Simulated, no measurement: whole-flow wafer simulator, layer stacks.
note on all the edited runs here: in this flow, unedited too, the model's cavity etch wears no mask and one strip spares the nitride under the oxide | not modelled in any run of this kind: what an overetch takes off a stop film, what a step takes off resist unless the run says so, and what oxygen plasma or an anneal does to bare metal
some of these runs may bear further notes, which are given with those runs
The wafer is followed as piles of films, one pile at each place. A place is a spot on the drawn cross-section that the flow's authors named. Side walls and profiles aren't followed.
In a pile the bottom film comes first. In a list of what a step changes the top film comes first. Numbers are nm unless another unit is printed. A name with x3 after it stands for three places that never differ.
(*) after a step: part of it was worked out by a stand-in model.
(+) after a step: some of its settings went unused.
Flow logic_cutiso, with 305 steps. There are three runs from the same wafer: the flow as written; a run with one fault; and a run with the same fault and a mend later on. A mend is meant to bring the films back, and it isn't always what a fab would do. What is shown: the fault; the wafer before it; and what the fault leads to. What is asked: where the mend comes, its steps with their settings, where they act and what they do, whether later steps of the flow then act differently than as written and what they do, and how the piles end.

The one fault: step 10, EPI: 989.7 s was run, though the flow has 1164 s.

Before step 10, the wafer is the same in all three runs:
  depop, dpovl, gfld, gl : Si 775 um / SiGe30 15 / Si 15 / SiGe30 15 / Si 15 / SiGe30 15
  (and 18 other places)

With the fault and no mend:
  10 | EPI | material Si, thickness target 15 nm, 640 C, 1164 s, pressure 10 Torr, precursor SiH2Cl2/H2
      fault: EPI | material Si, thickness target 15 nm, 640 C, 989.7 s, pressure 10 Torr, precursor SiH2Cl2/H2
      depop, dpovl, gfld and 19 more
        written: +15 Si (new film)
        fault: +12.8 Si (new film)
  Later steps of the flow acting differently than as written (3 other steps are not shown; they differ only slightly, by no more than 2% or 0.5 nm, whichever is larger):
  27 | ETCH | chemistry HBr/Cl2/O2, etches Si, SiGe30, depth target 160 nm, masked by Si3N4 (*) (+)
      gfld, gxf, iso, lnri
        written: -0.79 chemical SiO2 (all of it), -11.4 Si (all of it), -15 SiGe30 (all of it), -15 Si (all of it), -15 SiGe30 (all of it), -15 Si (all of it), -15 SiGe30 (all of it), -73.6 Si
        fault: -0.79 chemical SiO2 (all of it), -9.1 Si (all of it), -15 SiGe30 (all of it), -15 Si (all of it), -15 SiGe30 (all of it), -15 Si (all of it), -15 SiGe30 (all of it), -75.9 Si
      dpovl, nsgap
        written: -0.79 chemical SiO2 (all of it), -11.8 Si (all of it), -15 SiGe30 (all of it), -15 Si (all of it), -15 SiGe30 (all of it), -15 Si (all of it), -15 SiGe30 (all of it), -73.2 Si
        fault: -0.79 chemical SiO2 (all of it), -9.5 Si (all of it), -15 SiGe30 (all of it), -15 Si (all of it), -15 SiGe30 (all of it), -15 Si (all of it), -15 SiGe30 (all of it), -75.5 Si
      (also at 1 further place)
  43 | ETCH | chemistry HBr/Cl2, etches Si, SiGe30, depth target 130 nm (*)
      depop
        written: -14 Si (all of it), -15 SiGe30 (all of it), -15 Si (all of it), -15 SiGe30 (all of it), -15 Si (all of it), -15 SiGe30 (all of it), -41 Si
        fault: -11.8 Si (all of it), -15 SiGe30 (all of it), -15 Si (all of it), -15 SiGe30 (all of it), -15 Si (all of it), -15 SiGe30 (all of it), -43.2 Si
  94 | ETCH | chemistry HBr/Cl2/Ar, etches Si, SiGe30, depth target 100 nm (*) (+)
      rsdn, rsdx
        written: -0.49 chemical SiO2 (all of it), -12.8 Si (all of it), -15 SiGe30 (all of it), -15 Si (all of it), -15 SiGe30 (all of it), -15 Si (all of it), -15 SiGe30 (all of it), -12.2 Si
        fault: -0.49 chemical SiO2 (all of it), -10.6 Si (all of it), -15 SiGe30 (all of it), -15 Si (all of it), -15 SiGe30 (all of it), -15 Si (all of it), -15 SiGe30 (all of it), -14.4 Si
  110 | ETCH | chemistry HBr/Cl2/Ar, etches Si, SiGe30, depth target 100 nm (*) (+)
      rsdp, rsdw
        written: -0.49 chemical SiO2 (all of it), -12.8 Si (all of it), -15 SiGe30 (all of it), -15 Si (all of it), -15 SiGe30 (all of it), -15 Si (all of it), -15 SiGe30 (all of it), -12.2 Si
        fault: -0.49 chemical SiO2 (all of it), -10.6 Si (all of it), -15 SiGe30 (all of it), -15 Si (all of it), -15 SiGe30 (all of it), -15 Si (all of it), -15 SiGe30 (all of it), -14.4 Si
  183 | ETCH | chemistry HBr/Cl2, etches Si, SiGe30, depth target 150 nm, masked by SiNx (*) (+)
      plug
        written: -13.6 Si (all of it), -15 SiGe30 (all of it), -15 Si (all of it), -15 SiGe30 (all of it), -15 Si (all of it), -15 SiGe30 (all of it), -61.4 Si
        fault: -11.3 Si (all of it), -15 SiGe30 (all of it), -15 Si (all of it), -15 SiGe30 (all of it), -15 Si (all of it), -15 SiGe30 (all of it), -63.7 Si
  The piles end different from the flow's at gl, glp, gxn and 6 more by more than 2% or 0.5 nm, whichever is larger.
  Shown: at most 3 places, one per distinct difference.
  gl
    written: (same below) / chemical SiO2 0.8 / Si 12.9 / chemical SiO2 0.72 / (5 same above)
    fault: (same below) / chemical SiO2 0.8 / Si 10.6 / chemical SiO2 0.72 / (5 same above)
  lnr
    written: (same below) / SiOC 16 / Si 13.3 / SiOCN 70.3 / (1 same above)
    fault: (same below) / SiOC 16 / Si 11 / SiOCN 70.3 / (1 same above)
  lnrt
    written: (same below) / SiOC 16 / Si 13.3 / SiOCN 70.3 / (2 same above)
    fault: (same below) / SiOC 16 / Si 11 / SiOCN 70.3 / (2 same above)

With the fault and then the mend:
  The mend stands after step 11.
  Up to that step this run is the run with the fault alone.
  11a | EPI | material Si, thickness target 15 nm, 640 C, 174.7 s, pressure 10 Torr, precursor SiH2Cl2/H2 (the flow's step 10, run once more with other settings)
      depop, dpovl, gfld and 19 more
        +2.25 Si
  Every later step of the flow that is run acts as written, at every place that is followed, to within 2% or 0.5 nm, whichever is larger.
  When the end is reached, the piles differ only a little from the flow's at the places that both follow, at most by 2% or 0.5 nm, whichever is larger.
